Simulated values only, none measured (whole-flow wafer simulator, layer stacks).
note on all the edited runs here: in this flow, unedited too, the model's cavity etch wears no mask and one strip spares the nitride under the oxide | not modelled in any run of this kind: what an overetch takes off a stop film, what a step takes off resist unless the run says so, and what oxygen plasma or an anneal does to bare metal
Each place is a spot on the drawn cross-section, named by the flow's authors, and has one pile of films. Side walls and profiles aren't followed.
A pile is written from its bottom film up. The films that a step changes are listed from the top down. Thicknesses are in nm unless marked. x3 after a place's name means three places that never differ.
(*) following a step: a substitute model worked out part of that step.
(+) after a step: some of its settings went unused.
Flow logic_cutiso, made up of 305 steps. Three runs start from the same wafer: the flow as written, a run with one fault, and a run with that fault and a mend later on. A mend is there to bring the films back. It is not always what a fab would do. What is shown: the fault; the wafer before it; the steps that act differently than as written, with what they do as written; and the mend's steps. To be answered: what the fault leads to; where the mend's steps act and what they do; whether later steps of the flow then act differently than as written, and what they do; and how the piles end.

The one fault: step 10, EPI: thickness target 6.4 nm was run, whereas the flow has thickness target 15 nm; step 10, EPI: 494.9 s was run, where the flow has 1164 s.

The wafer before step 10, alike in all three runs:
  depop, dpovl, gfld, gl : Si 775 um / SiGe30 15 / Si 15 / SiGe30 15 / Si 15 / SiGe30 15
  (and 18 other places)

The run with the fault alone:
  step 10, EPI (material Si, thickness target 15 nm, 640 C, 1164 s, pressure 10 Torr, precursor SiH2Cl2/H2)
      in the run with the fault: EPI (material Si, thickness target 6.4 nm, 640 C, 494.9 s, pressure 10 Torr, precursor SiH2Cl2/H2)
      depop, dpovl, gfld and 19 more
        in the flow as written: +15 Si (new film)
        in the run with the fault: +6.38 Si (new film)
  Steps later in the flow that act otherwise than as written (3 more steps, not shown, differ only slightly: by at most 2% or 0.5 nm, whichever is larger):
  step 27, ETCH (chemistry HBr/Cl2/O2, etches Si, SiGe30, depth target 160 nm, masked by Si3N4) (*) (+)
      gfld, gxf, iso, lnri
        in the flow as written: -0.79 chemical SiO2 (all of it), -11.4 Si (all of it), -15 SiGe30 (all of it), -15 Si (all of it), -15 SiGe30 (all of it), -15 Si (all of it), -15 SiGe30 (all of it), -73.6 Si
        in the run with the fault: -0.79 chemical SiO2 (all of it), -2.73 Si (all of it), -15 SiGe30 (all of it), -15 Si (all of it), -15 SiGe30 (all of it), -15 Si (all of it), -15 SiGe30 (all of it), -82.3 Si
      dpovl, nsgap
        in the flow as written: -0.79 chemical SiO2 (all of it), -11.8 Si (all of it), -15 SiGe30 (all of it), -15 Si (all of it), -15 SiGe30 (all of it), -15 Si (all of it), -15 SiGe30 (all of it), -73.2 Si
        in the run with the fault: -0.79 chemical SiO2 (all of it), -3.13 Si (all of it), -15 SiGe30 (all of it), -15 Si (all of it), -15 SiGe30 (all of it), -15 Si (all of it), -15 SiGe30 (all of it), -81.9 Si
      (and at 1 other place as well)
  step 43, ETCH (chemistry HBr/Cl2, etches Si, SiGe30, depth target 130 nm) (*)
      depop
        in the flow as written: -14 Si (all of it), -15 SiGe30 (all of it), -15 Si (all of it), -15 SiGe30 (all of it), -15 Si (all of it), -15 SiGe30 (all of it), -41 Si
        in the run with the fault: -5.39 Si (all of it), -15 SiGe30 (all of it), -15 Si (all of it), -15 SiGe30 (all of it), -15 Si (all of it), -15 SiGe30 (all of it), -49.6 Si
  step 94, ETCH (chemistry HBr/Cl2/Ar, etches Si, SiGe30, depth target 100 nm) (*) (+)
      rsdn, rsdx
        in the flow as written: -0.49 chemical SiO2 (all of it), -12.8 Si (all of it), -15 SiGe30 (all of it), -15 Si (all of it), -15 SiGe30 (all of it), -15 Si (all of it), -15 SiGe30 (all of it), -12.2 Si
        in the run with the fault: -0.49 chemical SiO2 (all of it), -4.19 Si (all of it), -15 SiGe30 (all of it), -15 Si (all of it), -15 SiGe30 (all of it), -15 Si (all of it), -15 SiGe30 (all of it), -20.8 Si
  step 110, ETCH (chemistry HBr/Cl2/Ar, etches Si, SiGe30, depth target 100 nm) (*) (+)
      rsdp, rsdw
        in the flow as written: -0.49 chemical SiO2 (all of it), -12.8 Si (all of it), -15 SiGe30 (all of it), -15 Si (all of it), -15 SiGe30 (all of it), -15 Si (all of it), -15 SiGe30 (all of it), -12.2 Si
        in the run with the fault: -0.49 chemical SiO2 (all of it), -4.19 Si (all of it), -15 SiGe30 (all of it), -15 Si (all of it), -15 SiGe30 (all of it), -15 Si (all of it), -15 SiGe30 (all of it), -20.8 Si
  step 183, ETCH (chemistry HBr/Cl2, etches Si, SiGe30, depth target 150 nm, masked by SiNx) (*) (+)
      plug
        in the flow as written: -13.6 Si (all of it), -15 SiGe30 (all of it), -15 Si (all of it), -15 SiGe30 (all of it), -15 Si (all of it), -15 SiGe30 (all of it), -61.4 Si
        in the run with the fault: -4.93 Si (all of it), -15 SiGe30 (all of it), -15 Si (all of it), -15 SiGe30 (all of it), -15 Si (all of it), -15 SiGe30 (all of it), -70.1 Si
  The piles end different from the flow's at gl, glp, gxn and 6 more by more than 2% or 0.5 nm, whichever is larger.
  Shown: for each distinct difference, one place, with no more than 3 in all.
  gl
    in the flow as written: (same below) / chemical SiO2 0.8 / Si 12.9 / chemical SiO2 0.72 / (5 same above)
    in the run with the fault: (same below) / chemical SiO2 0.8 / Si 4.23 / chemical SiO2 0.72 / (5 same above)
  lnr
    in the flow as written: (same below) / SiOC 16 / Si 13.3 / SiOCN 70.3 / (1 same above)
    in the run with the fault: (same below) / SiOC 16 / Si 4.66 / SiOCN 70.3 / (1 same above)
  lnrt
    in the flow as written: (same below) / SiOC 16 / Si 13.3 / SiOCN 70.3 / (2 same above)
    in the run with the fault: (same below) / SiOC 16 / Si 4.66 / SiOCN 70.3 / (2 same above)

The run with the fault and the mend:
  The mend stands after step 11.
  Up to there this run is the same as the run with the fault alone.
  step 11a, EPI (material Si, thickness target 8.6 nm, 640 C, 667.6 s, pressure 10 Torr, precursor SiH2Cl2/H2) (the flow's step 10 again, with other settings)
      depop, dpovl, gfld and 19 more
        +8.6 Si
  Later steps of the flow that are run all act as written at every place that is followed, up to a difference of at most 2% or 0.5 nm, whichever is larger.
  At the end the piles are close to the flow's at the places that both follow, differing by at most 2% or 0.5 nm, whichever is larger.
